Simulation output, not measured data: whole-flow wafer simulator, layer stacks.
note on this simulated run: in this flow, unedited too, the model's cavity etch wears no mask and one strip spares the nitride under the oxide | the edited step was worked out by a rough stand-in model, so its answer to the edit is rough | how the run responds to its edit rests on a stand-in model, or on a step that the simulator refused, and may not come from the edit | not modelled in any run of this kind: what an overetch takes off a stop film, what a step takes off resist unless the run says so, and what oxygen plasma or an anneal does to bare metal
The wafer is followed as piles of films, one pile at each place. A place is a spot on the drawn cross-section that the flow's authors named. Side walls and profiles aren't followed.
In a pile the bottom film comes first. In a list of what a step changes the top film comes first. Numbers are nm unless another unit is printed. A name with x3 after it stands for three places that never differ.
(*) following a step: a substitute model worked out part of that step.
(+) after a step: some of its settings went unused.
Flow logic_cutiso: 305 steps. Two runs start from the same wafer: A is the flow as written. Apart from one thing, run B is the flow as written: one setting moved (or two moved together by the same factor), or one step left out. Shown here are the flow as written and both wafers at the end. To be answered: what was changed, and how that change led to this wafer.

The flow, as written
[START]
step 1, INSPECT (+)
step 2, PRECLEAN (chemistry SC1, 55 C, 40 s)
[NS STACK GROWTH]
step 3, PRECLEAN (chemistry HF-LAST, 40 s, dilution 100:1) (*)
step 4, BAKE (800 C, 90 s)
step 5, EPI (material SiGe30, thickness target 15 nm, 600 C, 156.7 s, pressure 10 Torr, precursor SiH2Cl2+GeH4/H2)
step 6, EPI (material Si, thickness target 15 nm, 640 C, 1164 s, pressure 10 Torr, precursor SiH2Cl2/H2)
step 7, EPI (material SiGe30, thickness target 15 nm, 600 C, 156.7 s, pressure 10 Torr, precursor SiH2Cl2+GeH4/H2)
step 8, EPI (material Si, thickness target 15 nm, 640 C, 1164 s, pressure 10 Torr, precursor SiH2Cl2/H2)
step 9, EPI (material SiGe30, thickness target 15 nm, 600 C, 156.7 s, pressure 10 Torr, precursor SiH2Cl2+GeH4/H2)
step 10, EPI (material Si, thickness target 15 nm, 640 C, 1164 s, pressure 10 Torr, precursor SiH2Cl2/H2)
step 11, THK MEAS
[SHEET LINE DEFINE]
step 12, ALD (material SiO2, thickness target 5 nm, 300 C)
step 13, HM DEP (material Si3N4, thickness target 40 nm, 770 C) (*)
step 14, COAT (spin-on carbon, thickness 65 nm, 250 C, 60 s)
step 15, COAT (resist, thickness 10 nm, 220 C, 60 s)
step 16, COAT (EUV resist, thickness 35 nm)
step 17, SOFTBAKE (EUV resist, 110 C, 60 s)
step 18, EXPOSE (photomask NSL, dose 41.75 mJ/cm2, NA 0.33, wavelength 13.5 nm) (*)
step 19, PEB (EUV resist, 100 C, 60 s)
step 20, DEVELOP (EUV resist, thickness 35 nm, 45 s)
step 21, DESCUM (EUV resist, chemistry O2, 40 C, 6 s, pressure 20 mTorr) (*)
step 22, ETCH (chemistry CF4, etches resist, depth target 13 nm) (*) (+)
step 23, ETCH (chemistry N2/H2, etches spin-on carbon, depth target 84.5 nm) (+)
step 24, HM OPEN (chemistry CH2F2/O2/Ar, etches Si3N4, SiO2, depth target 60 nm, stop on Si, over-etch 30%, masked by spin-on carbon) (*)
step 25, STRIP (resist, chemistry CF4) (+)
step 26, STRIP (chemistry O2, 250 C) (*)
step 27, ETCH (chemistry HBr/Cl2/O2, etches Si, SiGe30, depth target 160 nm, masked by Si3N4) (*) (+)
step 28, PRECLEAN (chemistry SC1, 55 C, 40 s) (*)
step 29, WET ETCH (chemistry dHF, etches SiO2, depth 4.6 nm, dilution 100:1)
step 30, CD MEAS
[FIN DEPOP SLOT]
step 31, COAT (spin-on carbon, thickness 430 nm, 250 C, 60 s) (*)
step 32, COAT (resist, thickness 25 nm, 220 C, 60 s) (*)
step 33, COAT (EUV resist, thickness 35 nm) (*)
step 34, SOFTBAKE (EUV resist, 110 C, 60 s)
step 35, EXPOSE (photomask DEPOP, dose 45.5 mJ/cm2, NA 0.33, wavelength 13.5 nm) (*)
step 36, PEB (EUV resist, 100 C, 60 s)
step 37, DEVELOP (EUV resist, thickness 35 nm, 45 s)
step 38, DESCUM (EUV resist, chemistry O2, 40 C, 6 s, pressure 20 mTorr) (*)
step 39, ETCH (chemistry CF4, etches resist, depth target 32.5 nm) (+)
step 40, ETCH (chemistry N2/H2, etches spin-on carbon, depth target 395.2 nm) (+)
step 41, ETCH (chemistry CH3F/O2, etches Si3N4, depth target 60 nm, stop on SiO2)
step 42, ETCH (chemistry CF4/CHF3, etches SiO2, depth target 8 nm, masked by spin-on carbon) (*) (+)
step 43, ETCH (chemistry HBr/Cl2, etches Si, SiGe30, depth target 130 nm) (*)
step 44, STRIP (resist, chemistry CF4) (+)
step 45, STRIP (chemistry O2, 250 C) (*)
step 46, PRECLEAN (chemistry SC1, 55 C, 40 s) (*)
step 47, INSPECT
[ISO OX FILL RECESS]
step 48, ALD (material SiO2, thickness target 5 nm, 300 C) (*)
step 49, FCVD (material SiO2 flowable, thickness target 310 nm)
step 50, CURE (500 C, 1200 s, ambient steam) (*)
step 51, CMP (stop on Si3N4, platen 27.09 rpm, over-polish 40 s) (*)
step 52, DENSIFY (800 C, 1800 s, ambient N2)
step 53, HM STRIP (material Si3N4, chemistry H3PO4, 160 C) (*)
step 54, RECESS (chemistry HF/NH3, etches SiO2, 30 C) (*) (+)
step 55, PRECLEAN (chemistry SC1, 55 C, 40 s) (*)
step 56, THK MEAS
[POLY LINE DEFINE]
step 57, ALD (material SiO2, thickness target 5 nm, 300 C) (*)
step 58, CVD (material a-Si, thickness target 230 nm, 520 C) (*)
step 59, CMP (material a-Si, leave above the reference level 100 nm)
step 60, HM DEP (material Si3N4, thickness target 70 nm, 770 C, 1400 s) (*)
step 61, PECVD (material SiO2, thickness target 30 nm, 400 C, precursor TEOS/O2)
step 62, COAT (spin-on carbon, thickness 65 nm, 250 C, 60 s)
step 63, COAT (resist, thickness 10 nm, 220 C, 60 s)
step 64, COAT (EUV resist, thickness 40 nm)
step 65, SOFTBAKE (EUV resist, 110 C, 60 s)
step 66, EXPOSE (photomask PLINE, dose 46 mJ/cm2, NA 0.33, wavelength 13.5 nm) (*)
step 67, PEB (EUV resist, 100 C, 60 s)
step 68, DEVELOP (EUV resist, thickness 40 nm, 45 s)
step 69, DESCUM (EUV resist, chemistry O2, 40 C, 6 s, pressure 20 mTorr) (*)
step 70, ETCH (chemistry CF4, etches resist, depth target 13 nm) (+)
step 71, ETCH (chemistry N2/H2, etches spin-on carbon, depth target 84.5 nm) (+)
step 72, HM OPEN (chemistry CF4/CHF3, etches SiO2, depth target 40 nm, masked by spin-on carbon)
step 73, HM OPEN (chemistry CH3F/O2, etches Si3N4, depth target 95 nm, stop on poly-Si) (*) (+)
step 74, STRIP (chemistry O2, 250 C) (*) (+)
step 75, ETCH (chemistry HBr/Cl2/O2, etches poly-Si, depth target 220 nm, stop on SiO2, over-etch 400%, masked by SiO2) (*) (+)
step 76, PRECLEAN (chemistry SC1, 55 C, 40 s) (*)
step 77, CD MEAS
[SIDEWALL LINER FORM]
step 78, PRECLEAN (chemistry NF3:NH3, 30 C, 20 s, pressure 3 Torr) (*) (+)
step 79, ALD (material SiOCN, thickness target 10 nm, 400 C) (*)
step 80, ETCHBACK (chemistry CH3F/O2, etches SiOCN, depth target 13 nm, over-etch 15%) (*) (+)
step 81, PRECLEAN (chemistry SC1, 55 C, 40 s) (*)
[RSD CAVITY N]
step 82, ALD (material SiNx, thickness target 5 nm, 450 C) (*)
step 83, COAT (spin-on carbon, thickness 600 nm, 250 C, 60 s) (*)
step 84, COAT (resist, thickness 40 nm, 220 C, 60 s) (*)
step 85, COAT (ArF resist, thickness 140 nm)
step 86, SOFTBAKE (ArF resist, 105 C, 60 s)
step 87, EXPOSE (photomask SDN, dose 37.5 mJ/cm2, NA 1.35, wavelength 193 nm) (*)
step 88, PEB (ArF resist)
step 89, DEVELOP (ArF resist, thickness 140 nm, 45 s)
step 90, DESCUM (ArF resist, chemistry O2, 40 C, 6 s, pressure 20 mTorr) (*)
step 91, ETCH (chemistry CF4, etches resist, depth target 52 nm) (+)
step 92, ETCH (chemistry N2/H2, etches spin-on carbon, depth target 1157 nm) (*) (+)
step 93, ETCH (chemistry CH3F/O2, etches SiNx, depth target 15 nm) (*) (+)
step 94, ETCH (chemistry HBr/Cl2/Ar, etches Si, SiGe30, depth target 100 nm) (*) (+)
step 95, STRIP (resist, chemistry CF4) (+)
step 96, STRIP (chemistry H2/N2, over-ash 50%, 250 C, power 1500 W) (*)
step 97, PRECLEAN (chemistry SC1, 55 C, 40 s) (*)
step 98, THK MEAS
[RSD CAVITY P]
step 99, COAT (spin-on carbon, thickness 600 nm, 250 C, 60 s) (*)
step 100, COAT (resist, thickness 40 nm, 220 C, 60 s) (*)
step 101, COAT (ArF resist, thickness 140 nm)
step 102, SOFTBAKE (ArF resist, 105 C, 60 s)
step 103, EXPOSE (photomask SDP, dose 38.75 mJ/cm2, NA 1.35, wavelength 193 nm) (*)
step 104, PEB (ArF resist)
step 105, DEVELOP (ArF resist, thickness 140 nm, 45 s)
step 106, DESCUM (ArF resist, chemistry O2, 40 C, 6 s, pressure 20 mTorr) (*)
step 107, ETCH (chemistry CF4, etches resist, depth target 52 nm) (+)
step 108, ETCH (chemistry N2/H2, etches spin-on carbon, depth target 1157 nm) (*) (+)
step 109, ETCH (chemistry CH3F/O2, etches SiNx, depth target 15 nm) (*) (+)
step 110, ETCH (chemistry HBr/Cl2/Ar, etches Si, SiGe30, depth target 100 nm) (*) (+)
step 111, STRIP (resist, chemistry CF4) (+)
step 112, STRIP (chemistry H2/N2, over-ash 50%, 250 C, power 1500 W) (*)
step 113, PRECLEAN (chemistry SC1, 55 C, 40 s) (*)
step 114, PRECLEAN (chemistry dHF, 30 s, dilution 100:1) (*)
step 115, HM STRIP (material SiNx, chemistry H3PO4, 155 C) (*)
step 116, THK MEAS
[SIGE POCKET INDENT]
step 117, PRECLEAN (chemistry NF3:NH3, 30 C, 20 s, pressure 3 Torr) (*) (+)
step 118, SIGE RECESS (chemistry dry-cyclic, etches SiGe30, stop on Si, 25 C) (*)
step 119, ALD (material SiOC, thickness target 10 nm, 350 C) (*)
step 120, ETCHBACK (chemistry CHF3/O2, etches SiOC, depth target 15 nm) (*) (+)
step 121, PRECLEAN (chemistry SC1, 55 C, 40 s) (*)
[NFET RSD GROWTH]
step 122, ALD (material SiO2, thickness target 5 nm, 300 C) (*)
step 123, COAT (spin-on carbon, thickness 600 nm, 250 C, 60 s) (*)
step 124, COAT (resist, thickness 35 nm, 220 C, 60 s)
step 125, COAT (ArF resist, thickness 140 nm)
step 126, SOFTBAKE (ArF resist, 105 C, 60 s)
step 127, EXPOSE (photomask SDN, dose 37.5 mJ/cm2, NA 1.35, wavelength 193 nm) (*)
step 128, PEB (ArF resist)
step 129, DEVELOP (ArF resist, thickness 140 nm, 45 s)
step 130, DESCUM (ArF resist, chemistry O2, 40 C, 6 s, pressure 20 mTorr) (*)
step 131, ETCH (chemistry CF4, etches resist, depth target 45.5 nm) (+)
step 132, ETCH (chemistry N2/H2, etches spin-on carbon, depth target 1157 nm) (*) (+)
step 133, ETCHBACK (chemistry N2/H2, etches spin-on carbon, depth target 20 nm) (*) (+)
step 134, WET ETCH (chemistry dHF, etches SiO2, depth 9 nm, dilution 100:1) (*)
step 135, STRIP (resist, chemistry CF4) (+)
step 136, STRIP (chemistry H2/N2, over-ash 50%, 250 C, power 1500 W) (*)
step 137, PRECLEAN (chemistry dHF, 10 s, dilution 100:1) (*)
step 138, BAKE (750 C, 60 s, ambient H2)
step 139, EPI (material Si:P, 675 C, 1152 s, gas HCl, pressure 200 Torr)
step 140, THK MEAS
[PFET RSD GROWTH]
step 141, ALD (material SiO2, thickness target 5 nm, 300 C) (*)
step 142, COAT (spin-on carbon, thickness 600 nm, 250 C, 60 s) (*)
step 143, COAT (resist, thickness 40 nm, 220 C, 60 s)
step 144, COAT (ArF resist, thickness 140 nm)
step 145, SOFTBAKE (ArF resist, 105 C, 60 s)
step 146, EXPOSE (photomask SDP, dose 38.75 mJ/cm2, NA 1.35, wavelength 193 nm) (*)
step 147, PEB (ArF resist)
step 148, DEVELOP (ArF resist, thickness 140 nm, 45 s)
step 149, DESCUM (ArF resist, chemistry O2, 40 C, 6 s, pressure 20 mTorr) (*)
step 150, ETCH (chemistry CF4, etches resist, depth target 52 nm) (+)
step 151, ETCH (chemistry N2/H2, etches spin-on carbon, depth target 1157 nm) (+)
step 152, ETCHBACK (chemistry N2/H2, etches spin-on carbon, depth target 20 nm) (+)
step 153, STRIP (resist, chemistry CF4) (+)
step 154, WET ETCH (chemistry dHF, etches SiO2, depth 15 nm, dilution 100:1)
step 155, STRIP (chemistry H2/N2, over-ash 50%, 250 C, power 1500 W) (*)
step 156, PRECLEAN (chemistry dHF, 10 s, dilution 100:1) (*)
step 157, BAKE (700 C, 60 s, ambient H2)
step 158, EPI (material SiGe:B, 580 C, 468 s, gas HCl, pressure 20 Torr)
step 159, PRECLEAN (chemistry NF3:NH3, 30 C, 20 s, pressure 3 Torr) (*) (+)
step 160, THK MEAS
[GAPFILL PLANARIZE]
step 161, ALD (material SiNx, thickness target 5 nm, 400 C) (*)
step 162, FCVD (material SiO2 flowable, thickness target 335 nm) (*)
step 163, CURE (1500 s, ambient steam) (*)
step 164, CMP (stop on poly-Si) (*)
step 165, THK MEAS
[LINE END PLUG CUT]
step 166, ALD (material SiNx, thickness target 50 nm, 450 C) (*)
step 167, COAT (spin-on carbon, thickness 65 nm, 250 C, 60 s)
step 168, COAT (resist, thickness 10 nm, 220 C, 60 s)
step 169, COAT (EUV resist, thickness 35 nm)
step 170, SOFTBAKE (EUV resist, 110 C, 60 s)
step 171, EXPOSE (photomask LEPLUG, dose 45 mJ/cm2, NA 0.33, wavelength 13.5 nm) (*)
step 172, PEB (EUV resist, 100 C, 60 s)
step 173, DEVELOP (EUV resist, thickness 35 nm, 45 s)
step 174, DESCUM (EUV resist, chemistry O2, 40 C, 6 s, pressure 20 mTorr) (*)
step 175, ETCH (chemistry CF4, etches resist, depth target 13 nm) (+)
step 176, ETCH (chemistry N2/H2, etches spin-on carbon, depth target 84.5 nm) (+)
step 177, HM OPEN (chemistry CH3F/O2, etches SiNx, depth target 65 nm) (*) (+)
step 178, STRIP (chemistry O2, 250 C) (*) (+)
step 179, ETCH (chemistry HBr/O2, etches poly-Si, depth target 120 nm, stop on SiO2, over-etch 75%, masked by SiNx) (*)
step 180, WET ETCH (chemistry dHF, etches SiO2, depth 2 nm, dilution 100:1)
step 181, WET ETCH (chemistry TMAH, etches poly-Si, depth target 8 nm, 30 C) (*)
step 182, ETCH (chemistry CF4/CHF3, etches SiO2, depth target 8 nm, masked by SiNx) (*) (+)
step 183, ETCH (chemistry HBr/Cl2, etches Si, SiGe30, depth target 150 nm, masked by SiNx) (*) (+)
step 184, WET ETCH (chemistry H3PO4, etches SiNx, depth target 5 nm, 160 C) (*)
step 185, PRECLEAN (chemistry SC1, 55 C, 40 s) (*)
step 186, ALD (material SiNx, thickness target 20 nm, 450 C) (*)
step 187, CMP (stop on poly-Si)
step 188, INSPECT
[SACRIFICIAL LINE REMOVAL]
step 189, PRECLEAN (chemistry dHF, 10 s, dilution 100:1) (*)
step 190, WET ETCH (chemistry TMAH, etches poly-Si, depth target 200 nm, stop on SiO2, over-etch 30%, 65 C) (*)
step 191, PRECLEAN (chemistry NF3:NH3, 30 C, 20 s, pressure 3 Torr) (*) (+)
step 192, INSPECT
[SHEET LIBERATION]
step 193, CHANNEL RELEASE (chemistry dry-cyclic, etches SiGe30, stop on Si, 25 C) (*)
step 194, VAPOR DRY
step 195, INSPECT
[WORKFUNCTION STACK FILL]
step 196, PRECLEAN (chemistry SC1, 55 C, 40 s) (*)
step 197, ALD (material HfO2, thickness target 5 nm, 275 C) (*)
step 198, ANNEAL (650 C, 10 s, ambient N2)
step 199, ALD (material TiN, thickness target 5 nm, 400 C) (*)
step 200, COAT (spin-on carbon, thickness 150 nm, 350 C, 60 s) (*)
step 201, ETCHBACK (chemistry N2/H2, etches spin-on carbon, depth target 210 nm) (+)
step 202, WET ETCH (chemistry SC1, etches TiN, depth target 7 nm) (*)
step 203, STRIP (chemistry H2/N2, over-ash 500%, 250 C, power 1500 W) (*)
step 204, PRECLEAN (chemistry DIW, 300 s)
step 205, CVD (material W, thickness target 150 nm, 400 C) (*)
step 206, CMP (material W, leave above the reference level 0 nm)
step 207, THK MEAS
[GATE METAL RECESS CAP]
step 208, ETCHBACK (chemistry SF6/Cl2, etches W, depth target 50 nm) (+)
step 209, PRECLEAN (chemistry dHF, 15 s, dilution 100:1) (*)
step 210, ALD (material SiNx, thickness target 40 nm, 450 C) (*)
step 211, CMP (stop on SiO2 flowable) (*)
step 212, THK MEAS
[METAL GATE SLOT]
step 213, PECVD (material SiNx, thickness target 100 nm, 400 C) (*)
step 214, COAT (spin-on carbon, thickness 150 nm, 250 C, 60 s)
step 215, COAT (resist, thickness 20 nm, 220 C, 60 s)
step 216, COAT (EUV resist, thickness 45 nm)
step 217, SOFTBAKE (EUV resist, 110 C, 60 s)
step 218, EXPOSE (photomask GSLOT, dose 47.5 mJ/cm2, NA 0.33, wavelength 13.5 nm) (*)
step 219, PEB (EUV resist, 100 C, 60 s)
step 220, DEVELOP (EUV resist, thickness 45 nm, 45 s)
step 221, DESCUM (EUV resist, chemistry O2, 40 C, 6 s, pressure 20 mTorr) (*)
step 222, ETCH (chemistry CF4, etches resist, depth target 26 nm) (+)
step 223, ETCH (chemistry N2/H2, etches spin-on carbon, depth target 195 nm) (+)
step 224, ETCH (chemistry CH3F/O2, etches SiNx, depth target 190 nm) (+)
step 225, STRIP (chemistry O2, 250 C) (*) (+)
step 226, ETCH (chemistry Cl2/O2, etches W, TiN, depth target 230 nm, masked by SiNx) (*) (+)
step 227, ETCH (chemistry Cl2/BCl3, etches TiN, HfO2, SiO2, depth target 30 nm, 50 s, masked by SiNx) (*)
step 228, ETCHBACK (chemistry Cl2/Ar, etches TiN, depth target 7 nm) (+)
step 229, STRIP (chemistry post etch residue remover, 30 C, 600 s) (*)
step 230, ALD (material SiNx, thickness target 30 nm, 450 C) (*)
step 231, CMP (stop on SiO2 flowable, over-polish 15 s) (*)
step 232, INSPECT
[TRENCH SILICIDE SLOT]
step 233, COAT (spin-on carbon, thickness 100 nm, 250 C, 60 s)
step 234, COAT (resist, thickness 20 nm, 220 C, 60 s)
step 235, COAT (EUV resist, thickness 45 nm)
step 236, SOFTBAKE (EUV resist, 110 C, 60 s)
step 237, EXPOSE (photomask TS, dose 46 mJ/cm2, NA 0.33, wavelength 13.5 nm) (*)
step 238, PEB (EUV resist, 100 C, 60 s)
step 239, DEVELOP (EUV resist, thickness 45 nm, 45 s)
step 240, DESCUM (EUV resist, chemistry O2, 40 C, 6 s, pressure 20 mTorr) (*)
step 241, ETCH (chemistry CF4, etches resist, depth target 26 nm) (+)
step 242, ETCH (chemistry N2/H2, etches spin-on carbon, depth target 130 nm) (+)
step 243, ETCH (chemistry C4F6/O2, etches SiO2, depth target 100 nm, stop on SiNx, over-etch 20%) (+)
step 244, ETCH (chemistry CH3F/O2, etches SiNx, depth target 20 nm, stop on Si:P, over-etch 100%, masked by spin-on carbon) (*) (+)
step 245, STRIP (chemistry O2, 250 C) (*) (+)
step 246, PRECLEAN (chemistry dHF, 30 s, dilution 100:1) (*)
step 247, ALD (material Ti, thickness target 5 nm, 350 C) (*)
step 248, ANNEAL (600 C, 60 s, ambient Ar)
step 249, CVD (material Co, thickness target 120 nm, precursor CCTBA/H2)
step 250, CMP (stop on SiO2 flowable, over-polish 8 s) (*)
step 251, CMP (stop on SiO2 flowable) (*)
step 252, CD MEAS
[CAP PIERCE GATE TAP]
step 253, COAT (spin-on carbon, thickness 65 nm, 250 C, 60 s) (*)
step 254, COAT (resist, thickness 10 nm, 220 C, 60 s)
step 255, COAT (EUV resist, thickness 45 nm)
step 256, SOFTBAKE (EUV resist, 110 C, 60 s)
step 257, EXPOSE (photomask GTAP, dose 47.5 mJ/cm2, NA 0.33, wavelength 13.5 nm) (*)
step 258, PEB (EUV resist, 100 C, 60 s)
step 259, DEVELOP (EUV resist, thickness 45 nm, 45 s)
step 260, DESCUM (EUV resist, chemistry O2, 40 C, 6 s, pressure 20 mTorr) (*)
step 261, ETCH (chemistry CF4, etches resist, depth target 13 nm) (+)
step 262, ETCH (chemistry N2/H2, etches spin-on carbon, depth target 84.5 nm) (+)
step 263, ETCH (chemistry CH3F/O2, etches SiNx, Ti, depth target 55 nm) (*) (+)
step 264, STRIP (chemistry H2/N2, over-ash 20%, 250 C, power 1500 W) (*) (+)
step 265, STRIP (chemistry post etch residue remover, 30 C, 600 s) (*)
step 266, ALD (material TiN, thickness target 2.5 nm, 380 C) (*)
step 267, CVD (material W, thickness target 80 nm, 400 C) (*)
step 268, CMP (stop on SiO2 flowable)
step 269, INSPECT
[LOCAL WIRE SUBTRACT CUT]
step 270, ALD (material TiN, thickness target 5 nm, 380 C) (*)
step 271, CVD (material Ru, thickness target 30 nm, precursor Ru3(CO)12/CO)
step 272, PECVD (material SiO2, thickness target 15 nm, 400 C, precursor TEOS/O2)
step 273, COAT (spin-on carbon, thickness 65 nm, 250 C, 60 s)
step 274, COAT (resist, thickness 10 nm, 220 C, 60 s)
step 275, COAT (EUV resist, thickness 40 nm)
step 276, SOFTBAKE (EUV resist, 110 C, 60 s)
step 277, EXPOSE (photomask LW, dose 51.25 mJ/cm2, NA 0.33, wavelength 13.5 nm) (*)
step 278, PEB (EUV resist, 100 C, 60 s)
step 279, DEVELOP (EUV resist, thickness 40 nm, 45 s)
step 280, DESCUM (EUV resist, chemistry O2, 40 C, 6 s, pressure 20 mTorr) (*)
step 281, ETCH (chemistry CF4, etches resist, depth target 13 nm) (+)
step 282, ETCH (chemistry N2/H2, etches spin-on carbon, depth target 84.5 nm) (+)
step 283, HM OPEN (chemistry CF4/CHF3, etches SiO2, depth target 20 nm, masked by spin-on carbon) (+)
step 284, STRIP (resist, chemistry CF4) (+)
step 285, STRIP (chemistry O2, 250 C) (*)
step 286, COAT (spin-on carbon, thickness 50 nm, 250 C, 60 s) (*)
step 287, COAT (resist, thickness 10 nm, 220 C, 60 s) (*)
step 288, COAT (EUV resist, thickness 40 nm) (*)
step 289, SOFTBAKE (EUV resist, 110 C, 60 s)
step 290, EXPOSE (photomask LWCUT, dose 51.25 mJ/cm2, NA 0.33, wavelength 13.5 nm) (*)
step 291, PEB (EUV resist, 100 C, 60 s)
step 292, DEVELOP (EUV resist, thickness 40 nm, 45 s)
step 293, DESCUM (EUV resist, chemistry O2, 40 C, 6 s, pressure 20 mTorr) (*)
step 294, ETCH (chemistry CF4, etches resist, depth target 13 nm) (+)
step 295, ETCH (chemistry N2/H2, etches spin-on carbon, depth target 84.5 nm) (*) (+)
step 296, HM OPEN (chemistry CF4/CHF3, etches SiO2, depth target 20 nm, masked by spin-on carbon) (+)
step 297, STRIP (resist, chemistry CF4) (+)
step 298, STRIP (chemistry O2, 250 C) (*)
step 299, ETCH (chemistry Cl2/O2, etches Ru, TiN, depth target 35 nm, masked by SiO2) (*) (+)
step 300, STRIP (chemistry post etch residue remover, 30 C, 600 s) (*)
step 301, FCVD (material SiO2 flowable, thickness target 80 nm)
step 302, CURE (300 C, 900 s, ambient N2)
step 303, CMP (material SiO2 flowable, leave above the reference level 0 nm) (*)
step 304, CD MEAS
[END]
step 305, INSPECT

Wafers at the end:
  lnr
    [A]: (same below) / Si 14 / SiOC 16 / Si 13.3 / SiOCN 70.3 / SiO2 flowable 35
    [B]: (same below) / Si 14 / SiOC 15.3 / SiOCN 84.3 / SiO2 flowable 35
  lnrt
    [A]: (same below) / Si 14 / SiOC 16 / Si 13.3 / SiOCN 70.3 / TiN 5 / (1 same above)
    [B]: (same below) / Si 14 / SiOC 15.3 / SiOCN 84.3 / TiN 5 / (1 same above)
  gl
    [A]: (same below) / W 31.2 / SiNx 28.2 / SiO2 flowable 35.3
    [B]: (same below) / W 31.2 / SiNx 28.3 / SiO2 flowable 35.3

The reason: step 75, ETCH: over-etch 600% was run, while the flow as written has over-etch 400%.

How this came from the change, step by step:
  step 75, ETCH (chemistry HBr/Cl2/O2, etches poly-Si, depth target 220 nm, stop on SiO2, over-etch 400%, masked by SiO2) (*) (+)
      lnr, lnrp, lnrt, rsdn, rsdp, rsdw, rsdx: A chemical SiO2 loses 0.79 (all of it), poly-Si loses 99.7 (all of it), SiO2 loses 5 (all of it) | B chemical SiO2 loses 0.79 (all of it), poly-Si loses 99.7 (all of it), SiO2 loses 5 (all of it), chemical SiO2 loses 0.49 (all of it), Si loses 13.9 (all of it)
      iso, lnri: A chemical SiO2 loses 0.79 (all of it), poly-Si loses 189.1 (all of it), SiO2 loses 4.55 | B chemical SiO2 loses 0.79 (all of it), poly-Si loses 189.1 (all of it), SiO2 loses 5 (all of it), SiO2 flowable loses 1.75
      (as well as at 13 more places)
  step 80, ETCHBACK (chemistry CH3F/O2, etches SiOCN, depth target 13 nm, over-etch 15%) (*) (+)
      rsdn, rsdp, rsdw, rsdx: A SiOCN loses 10 (all of it), Si loses 0.7 | B SiOCN loses 10 (all of it), SiGe30 loses 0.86
      lnr, lnrp, lnrt: A SiOCN gains 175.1 | B SiOCN gains 187.2
  step 94, ETCH (chemistry HBr/Cl2/Ar, etches Si, SiGe30, depth target 100 nm) (*) (+)
      rsdn, rsdx: A chemical SiO2 loses 0.49 (all of it), Si loses 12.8 (all of it), SiGe30 loses 15 (all of it), Si loses 15 (all of it), SiGe30 loses 15 (all of it), Si loses 15 (all of it), SiGe30 loses 15 (all of it), Si loses 12.2 | B chemical SiO2 loses 0.49 (all of it), SiGe30 loses 13.7 (all of it), Si loses 15 (all of it), SiGe30 loses 15 (all of it), Si loses 15 (all of it), SiGe30 loses 15 (all of it), Si loses 26.3
  step 110, ETCH (chemistry HBr/Cl2/Ar, etches Si, SiGe30, depth target 100 nm) (*) (+)
      rsdp, rsdw: A chemical SiO2 loses 0.49 (all of it), Si loses 12.8 (all of it), SiGe30 loses 15 (all of it), Si loses 15 (all of it), SiGe30 loses 15 (all of it), Si loses 15 (all of it), SiGe30 loses 15 (all of it), Si loses 12.2 | B chemical SiO2 loses 0.49 (all of it), SiGe30 loses 13.7 (all of it), Si loses 15 (all of it), SiGe30 loses 15 (all of it), Si loses 15 (all of it), SiGe30 loses 15 (all of it), Si loses 26.3
  step 118, SIGE RECESS (chemistry dry-cyclic, etches SiGe30, stop on Si, 25 C) (*)
      lnr, lnrp, lnrt: A SiOCN loses 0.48, Si loses 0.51, cavity gains 16 (new film), SiGe30 loses 15 (all of it), Si loses 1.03, cavity gains 16 (new film), SiGe30 loses 15 (all of it), Si loses 1.03, cavity gains 16 (new film), SiGe30 loses 15 (all of it), Si loses 0.51 | B SiOCN loses 0.48, cavity gains 15.3 (new film), SiGe30 loses 14.8 (all of it), Si loses 1.03, cavity gains 16 (new film), SiGe30 loses 15 (all of it), Si loses 1.03, cavity gains 16 (new film), SiGe30 loses 15 (all of it), Si loses 0.51
  step 119, ALD (material SiOC, thickness target 10 nm, 350 C) (*)
      lnr, lnrp, lnrt: A SiOC gains 10 (new film), SiOC gains 16 (new film), cavity loses 16 (all of it), SiOC gains 16 (new film), cavity loses 16 (all of it), SiOC gains 16 (new film), cavity loses 16 (all of it) | B SiOC gains 10 (new film), SiOC gains 15.3 (new film), cavity loses 15.3 (all of it), SiOC gains 16 (new film), cavity loses 16 (all of it), SiOC gains 16 (new film), cavity loses 16 (all of it)
  step 120, ETCHBACK (chemistry CHF3/O2, etches SiOC, depth target 15 nm) (*) (+)
      gxn: A SiOC loses 11 (all of it), SiO2 loses 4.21 (all of it) | B SiOC loses 10.8 (all of it), SiO2 loses 2.31 (all of it), Si3N4 loses 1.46
      gxp: A SiOC loses 11 (all of it), SiO2 loses 4.25 (all of it) | B SiOC loses 10.8 (all of it), SiO2 loses 2.35 (all of it), Si3N4 loses 1.45
      (as well as at 3 more places)
  step 122, ALD (material SiO2, thickness target 5 nm, 300 C) (*)
      gxn: A SiO2 gains 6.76 (new film) | B SiO2 gains 5.39 (new film)
      gxp: A SiO2 gains 6.75 (new film) | B SiO2 gains 5.38 (new film)
  step 132, ETCH (chemistry N2/H2, etches spin-on carbon, depth target 1157 nm) (*) (+)
      gxn: A spin-on carbon loses 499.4 (all of it), SiO2 loses 6.06 | B spin-on carbon loses 496.9 (all of it), SiO2 loses 5.39 (all of it), Si3N4 loses 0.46
  step 133, ETCHBACK (chemistry N2/H2, etches spin-on carbon, depth target 20 nm) (*) (+)
      gxn: A SiO2 loses 0.7 (all of it), Si3N4 loses 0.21 | B Si3N4 loses 0.56
  step 139, EPI (material Si:P, 675 C, 1152 s, gas HCl, pressure 200 Torr)
      rsdn, rsdx: A Si:P gains 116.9 (new film) | B Si:P gains 131 (new film)
  step 141, ALD (material SiO2, thickness target 5 nm, 300 C) (*)
      gxp: A SiO2 gains 5 | B SiO2 gains 6.88
  step 158, EPI (material SiGe:B, 580 C, 468 s, gas HCl, pressure 20 Torr)
      rsdp, rsdw: A SiGe:B gains 116.8 (new film) | B SiGe:B gains 131 (new film)
  step 164, CMP (stop on poly-Si) (*)
      depop, dpovl, isow, ns, nsgap: A SiO2 flowable loses 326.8 (all of it), SiNx loses 5 (all of it), SiO2 loses 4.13 (all of it), Si3N4 loses 70 (all of it) | B SiO2 flowable loses 326.8 (all of it), SiNx loses 5 (all of it), SiO2 loses 2.23 (all of it), Si3N4 loses 70 (all of it)
      gfld, gxf, plug: A SiO2 flowable loses 251.9 (all of it), SiNx loses 5 (all of it), SiO2 loses 4.13 (all of it), Si3N4 loses 70 (all of it) | B SiO2 flowable loses 252.5 (all of it), SiNx loses 5 (all of it), SiO2 loses 2.23 (all of it), Si3N4 loses 70 (all of it)
      (as well as at 8 more places)
